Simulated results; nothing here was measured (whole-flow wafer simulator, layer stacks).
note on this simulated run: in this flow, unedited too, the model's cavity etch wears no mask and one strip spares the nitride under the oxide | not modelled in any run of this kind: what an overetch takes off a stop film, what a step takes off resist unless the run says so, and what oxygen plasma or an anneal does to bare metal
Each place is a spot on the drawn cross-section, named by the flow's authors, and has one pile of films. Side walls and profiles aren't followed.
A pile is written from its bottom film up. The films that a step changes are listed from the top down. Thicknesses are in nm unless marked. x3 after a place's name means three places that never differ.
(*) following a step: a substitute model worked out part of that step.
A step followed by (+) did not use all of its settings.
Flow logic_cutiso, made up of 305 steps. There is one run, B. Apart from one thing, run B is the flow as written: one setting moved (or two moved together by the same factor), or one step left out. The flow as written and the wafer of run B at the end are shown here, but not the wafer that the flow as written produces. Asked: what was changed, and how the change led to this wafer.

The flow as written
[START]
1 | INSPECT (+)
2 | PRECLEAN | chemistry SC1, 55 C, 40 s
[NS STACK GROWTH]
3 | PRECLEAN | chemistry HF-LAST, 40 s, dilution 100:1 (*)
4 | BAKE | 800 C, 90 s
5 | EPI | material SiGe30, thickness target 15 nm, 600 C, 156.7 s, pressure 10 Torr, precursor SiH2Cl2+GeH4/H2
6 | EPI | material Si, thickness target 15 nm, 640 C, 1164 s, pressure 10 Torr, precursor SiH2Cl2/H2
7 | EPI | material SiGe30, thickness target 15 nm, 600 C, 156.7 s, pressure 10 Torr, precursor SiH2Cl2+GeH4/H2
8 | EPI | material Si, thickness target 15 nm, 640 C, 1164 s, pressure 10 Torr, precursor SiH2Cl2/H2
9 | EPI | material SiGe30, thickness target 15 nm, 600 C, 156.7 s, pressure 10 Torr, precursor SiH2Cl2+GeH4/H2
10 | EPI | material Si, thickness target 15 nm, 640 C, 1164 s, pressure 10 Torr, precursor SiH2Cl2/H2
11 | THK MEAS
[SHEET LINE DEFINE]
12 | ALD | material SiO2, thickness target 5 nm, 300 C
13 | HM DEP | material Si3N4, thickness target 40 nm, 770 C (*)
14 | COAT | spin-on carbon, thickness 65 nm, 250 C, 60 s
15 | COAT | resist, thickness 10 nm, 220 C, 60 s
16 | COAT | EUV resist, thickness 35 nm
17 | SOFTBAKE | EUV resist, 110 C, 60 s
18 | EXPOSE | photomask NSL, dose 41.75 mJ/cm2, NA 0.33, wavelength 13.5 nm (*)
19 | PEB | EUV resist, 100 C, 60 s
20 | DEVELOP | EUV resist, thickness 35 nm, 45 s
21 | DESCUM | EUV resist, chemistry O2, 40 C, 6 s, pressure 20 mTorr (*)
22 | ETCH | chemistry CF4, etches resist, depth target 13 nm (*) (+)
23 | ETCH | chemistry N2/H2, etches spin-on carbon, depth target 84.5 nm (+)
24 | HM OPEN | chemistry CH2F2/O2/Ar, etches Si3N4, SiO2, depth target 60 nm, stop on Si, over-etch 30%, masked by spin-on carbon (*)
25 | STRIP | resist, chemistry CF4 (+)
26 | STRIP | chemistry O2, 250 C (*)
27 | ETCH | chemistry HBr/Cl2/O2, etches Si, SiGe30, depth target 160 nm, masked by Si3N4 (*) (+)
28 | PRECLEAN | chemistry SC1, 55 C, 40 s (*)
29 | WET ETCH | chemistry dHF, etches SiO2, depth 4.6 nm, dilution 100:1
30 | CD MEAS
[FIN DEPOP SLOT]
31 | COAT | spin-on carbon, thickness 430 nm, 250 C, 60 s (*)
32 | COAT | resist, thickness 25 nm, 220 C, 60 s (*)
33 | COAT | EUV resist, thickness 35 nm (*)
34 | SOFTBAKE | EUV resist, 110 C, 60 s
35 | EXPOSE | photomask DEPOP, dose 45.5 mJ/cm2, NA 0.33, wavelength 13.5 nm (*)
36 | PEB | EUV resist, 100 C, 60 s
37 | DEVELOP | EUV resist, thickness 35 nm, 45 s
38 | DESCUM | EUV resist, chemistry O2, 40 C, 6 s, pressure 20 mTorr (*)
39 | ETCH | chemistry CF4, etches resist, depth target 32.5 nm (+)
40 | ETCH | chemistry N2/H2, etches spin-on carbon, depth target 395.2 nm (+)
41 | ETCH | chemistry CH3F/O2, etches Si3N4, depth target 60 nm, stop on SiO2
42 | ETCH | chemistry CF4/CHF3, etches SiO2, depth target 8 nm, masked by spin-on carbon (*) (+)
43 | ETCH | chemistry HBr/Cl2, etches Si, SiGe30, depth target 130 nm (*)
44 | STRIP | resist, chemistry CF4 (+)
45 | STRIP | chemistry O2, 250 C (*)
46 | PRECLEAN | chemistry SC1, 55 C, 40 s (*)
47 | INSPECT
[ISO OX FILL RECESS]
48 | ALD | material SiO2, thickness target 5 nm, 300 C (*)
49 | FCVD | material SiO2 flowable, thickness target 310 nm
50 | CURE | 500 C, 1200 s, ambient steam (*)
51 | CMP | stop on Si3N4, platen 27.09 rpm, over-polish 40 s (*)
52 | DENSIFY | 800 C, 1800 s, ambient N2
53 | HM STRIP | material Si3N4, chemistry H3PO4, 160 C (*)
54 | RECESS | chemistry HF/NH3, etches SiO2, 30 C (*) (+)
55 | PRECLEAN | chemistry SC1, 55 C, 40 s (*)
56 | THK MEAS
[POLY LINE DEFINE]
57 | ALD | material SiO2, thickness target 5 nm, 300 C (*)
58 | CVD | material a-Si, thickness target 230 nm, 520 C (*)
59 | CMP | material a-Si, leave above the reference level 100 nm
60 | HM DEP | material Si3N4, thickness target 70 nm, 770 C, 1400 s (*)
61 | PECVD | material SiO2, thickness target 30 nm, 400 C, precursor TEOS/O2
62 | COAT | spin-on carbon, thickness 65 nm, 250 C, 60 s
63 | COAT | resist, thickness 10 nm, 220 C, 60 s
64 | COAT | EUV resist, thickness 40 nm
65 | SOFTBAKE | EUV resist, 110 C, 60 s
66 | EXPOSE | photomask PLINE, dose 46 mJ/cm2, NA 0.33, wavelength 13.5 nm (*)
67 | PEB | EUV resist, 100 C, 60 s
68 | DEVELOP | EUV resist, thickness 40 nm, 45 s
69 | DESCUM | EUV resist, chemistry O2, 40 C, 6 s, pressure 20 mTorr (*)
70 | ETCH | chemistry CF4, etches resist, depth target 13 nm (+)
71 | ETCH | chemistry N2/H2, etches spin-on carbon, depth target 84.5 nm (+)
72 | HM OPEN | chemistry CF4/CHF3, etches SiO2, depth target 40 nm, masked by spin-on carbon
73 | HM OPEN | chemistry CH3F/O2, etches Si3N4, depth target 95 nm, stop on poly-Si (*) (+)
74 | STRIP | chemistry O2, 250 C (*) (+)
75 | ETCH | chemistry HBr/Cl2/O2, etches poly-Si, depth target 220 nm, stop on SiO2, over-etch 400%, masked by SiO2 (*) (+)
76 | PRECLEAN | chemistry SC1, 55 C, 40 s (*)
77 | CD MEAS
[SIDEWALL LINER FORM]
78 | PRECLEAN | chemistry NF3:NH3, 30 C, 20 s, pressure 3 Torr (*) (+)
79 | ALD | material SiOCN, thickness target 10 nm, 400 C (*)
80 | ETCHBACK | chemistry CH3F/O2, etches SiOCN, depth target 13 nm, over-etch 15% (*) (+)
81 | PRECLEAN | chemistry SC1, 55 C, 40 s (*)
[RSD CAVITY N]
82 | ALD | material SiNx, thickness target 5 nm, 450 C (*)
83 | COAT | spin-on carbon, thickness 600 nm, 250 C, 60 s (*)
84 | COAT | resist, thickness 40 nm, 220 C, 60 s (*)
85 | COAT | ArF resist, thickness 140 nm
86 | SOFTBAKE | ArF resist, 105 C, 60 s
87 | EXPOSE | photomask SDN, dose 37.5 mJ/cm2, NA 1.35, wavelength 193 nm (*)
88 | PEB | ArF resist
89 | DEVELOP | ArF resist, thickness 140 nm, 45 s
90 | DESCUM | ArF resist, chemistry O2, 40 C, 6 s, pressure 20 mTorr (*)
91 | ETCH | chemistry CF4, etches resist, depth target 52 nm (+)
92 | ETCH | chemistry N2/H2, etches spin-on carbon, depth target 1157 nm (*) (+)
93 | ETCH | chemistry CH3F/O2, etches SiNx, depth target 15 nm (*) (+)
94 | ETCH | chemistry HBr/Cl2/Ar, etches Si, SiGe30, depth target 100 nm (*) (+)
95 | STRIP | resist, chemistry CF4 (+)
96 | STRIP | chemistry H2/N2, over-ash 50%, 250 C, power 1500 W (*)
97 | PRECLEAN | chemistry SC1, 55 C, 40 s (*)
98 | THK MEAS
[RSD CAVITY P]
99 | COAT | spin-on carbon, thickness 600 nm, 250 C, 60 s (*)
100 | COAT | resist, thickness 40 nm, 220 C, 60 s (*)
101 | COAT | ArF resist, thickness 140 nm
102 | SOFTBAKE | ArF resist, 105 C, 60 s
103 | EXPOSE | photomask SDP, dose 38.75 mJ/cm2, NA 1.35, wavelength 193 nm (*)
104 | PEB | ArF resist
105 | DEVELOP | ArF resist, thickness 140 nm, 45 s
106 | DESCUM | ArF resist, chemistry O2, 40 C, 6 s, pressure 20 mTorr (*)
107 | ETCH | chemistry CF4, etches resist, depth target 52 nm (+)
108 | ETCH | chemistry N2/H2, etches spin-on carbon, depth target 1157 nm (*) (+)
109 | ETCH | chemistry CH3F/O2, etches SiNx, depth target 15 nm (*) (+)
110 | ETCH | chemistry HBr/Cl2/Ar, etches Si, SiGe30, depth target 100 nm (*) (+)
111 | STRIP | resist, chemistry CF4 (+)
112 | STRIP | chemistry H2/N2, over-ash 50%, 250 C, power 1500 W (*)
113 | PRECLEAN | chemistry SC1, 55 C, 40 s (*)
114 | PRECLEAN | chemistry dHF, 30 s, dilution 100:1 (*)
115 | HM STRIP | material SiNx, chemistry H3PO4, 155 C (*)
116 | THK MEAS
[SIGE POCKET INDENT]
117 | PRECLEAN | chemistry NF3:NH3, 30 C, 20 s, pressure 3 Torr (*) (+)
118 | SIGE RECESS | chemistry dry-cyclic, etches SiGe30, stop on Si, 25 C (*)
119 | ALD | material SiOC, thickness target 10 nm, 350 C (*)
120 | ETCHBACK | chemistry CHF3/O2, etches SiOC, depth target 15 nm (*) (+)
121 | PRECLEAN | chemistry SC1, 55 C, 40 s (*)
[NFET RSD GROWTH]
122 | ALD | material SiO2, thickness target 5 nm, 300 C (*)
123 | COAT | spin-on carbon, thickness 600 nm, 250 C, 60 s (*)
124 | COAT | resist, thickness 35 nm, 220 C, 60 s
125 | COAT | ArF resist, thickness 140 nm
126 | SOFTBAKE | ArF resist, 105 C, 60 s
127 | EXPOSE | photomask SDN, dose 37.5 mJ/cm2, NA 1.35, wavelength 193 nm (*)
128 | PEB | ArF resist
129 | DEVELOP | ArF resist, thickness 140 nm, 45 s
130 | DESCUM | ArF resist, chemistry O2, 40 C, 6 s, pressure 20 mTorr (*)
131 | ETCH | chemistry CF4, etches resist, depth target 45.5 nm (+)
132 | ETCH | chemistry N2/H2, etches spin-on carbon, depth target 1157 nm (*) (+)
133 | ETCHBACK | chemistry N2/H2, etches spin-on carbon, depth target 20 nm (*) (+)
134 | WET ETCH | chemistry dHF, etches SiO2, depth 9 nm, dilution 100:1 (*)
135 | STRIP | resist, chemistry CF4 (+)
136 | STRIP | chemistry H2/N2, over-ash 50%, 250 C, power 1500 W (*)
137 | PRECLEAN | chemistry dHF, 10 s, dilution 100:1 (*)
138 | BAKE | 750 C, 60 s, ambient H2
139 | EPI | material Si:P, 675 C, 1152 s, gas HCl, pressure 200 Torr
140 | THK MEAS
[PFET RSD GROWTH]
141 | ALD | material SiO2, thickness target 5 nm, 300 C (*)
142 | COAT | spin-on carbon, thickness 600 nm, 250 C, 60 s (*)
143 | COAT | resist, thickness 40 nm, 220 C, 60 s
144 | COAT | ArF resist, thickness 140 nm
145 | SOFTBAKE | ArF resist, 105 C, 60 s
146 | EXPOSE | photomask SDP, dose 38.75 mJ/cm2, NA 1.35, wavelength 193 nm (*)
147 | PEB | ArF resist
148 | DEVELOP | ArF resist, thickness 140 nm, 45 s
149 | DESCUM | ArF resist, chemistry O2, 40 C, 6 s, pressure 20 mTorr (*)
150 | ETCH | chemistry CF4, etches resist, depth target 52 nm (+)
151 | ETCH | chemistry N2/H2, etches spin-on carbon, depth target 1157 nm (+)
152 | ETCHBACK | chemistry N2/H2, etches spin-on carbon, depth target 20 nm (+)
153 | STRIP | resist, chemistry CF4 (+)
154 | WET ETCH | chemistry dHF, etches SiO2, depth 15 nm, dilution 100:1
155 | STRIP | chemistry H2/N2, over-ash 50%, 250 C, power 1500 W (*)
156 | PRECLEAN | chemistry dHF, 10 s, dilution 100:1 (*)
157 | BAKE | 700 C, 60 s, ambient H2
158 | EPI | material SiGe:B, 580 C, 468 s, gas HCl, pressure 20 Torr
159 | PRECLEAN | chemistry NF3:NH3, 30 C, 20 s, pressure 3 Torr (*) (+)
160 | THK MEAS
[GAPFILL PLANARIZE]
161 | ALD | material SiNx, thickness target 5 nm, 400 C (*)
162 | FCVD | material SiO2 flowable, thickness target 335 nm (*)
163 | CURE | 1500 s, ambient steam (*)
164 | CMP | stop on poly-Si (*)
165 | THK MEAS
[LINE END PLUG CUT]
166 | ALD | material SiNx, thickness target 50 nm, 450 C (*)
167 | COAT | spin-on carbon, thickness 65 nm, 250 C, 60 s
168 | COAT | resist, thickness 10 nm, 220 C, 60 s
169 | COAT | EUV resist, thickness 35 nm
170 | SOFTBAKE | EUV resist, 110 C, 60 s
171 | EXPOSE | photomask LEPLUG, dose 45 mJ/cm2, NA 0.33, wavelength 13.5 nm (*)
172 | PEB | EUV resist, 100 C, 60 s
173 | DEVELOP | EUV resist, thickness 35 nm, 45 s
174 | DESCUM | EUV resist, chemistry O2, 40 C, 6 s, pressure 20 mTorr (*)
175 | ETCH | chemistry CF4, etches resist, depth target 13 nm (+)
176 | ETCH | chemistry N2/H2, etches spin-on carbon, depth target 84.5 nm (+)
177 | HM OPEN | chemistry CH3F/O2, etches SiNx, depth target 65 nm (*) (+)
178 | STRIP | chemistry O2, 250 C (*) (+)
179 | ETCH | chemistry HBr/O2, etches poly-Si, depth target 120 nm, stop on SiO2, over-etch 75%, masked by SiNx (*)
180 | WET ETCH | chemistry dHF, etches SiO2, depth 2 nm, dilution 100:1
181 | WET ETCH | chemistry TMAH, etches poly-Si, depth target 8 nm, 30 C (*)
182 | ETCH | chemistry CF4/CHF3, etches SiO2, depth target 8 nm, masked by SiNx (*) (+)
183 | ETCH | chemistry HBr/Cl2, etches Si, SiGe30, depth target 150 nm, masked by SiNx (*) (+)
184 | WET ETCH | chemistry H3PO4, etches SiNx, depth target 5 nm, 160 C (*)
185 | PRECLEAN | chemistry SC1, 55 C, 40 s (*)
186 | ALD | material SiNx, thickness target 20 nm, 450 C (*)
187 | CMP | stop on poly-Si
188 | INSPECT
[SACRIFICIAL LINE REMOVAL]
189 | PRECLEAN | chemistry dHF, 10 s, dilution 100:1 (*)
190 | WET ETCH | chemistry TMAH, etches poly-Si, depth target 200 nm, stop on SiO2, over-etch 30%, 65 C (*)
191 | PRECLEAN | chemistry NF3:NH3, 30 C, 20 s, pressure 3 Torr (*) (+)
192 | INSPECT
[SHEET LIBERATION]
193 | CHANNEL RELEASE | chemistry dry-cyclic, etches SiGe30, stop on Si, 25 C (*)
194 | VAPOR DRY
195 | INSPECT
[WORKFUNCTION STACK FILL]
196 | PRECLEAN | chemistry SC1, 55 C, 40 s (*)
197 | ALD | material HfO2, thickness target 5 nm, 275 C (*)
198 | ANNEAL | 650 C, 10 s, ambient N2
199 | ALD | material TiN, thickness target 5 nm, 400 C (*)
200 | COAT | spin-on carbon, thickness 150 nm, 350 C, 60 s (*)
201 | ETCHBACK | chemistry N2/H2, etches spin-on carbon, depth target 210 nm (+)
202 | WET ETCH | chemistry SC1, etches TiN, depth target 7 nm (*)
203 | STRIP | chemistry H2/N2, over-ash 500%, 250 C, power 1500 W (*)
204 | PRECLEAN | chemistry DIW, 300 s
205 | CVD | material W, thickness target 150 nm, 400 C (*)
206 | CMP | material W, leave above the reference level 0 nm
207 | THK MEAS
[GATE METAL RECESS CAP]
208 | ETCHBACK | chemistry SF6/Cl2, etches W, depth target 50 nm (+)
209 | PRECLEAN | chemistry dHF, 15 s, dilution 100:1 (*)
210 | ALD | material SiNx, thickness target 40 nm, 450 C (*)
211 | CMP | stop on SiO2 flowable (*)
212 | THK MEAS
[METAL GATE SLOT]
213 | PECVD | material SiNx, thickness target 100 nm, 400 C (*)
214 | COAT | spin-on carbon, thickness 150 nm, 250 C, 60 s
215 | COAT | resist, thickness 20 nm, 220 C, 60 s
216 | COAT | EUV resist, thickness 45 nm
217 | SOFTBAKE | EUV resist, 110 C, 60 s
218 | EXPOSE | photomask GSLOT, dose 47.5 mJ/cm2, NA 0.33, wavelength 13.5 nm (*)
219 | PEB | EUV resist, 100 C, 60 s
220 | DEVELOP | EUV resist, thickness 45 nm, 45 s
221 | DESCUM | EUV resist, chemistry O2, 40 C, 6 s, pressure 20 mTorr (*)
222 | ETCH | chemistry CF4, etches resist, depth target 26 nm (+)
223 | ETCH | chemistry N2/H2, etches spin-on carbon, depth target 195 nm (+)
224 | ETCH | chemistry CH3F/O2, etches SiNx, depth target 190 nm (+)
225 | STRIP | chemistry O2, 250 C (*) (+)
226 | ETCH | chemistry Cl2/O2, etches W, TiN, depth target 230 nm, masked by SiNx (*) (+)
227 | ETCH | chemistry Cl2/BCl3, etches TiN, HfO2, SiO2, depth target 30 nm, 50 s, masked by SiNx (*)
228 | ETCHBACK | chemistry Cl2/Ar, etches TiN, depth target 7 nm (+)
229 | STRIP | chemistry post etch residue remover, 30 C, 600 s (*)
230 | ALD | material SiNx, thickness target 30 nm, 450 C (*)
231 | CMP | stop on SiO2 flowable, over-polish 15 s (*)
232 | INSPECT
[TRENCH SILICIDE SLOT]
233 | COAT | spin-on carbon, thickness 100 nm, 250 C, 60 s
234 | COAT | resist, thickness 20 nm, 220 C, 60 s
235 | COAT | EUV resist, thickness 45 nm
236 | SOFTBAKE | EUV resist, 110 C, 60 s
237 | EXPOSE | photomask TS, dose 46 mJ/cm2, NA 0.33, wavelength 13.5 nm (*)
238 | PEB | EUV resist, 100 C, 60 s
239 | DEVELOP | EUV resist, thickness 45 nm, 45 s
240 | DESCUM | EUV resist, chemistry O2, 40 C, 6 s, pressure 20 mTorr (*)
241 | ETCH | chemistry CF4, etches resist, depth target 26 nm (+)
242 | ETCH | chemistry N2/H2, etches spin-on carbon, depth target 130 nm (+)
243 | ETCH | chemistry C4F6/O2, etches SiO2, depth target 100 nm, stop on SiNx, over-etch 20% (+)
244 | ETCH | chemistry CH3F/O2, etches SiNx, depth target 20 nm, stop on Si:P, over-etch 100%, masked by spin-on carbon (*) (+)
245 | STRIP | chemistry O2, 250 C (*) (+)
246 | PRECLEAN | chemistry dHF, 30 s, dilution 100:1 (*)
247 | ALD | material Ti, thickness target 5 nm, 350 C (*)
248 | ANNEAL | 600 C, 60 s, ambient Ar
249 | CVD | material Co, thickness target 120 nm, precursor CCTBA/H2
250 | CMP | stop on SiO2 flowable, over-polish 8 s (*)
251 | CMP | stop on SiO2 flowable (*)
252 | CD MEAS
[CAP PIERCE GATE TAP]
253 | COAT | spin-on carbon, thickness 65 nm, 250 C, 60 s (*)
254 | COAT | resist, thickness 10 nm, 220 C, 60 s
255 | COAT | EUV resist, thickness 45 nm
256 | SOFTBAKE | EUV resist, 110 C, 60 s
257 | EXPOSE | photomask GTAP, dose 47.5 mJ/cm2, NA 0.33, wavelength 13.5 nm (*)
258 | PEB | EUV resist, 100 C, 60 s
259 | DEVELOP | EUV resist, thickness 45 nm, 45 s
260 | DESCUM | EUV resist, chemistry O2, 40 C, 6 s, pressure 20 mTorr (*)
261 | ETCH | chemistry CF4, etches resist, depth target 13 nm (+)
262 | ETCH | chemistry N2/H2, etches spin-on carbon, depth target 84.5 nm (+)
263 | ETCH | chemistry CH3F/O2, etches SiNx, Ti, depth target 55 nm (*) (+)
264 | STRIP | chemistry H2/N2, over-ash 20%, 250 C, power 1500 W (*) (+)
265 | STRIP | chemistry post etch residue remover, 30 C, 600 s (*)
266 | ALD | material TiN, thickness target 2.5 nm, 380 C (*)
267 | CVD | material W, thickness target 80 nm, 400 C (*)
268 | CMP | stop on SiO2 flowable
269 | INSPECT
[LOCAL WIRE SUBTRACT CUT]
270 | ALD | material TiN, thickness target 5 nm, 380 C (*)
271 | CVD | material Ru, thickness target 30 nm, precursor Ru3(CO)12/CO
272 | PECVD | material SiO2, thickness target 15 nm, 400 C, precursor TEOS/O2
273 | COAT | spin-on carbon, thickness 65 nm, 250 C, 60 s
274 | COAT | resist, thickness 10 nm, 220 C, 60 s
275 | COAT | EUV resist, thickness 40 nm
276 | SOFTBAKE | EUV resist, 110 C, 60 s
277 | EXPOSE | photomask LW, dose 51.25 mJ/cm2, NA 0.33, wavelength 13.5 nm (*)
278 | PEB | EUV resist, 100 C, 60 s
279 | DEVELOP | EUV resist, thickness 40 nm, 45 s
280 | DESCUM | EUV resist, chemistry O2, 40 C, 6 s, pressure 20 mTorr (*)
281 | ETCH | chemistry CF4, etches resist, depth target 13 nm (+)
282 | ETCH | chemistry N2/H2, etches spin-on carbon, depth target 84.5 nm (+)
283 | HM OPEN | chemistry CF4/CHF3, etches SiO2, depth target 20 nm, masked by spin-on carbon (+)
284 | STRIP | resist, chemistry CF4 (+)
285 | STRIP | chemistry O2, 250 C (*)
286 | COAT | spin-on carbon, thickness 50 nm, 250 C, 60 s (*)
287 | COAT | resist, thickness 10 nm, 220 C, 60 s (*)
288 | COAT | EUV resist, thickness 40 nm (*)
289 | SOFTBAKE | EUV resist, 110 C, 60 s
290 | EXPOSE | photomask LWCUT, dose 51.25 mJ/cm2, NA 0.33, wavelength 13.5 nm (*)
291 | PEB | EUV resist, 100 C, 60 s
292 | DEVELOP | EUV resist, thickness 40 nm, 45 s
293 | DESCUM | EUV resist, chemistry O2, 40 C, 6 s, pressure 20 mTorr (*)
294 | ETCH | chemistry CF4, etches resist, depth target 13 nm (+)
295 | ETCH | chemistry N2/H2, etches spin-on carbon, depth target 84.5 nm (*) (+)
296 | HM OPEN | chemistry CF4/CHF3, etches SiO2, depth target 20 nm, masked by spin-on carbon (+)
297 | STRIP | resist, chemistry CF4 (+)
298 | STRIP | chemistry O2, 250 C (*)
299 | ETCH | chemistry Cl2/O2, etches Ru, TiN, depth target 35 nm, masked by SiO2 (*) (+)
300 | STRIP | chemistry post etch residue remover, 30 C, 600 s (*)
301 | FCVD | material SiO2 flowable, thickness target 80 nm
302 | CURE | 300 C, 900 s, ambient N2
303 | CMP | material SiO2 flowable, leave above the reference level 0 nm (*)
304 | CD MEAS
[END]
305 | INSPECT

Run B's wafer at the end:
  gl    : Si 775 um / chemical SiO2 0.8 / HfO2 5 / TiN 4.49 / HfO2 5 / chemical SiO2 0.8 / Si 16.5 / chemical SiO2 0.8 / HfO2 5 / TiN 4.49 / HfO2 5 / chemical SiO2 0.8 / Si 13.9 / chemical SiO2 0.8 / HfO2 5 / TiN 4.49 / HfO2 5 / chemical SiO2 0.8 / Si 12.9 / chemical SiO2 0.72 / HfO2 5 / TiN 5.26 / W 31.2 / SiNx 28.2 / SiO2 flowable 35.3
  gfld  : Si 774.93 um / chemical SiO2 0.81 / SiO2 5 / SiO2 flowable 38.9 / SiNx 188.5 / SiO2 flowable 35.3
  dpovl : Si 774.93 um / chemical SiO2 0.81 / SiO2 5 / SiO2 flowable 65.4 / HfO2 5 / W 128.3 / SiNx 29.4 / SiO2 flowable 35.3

The reason: step 6, EPI: thickness target 17.6 nm was run, while the flow as written has thickness target 15 nm; step 6, EPI: 1368 s was run, where the flow has 1164 s.

How this came from the change, step by step:
  6 | EPI | material Si, thickness target 15 nm, 640 C, 1164 s, pressure 10 Torr, precursor SiH2Cl2/H2
      depop, dpovl, gfld and 19 more: +17.6 Si (new film) (in the flow as written it would be: +15 Si (new film))
  27 | ETCH | chemistry HBr/Cl2/O2, etches Si, SiGe30, depth target 160 nm, masked by Si3N4 (*) (+)
      gfld, gxf, iso, lnri: -0.79 chemical SiO2 (all of it), -11.4 Si (all of it), -15 SiGe30 (all of it), -15 Si (all of it), -15 SiGe30 (all of it), -17.6 Si (all of it), -15 SiGe30 (all of it), -71 Si (in the flow as written it would be: -0.79 chemical SiO2 (all of it), -11.4 Si (all of it), -15 SiGe30 (all of it), -15 Si (all of it), -15 SiGe30 (all of it), -15 Si (all of it), -15 SiGe30 (all of it), -73.6 Si)
      dpovl, nsgap: -0.79 chemical SiO2 (all of it), -11.8 Si (all of it), -15 SiGe30 (all of it), -15 Si (all of it), -15 SiGe30 (all of it), -17.6 Si (all of it), -15 SiGe30 (all of it), -70.6 Si (in the flow as written it would be: -0.79 chemical SiO2 (all of it), -11.8 Si (all of it), -15 SiGe30 (all of it), -15 Si (all of it), -15 SiGe30 (all of it), -15 Si (all of it), -15 SiGe30 (all of it), -73.2 Si)
      (as well as at 1 more place)
  43 | ETCH | chemistry HBr/Cl2, etches Si, SiGe30, depth target 130 nm (*)
      depop: -14 Si (all of it), -15 SiGe30 (all of it), -15 Si (all of it), -15 SiGe30 (all of it), -17.6 Si (all of it), -15 SiGe30 (all of it), -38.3 Si (in the flow as written it would be: -14 Si (all of it), -15 SiGe30 (all of it), -15 Si (all of it), -15 SiGe30 (all of it), -15 Si (all of it), -15 SiGe30 (all of it), -41 Si)
  94 | ETCH | chemistry HBr/Cl2/Ar, etches Si, SiGe30, depth target 100 nm (*) (+)
      rsdn, rsdx: -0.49 chemical SiO2 (all of it), -12.8 Si (all of it), -15 SiGe30 (all of it), -15 Si (all of it), -15 SiGe30 (all of it), -17.6 Si (all of it), -15 SiGe30 (all of it), -9.54 Si (in the flow as written it would be: -0.49 chemical SiO2 (all of it), -12.8 Si (all of it), -15 SiGe30 (all of it), -15 Si (all of it), -15 SiGe30 (all of it), -15 Si (all of it), -15 SiGe30 (all of it), -12.2 Si)
  110 | ETCH | chemistry HBr/Cl2/Ar, etches Si, SiGe30, depth target 100 nm (*) (+)
      rsdp, rsdw: -0.49 chemical SiO2 (all of it), -12.8 Si (all of it), -15 SiGe30 (all of it), -15 Si (all of it), -15 SiGe30 (all of it), -17.6 Si (all of it), -15 SiGe30 (all of it), -9.54 Si (in the flow as written it would be: -0.49 chemical SiO2 (all of it), -12.8 Si (all of it), -15 SiGe30 (all of it), -15 Si (all of it), -15 SiGe30 (all of it), -15 Si (all of it), -15 SiGe30 (all of it), -12.2 Si)
  183 | ETCH | chemistry HBr/Cl2, etches Si, SiGe30, depth target 150 nm, masked by SiNx (*) (+)
      plug: -13.6 Si (all of it), -15 SiGe30 (all of it), -15 Si (all of it), -15 SiGe30 (all of it), -17.6 Si (all of it), -15 SiGe30 (all of it), -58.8 Si (in the flow as written it would be: -13.6 Si (all of it), -15 SiGe30 (all of it), -15 Si (all of it), -15 SiGe30 (all of it), -15 Si (all of it), -15 SiGe30 (all of it), -61.4 Si)
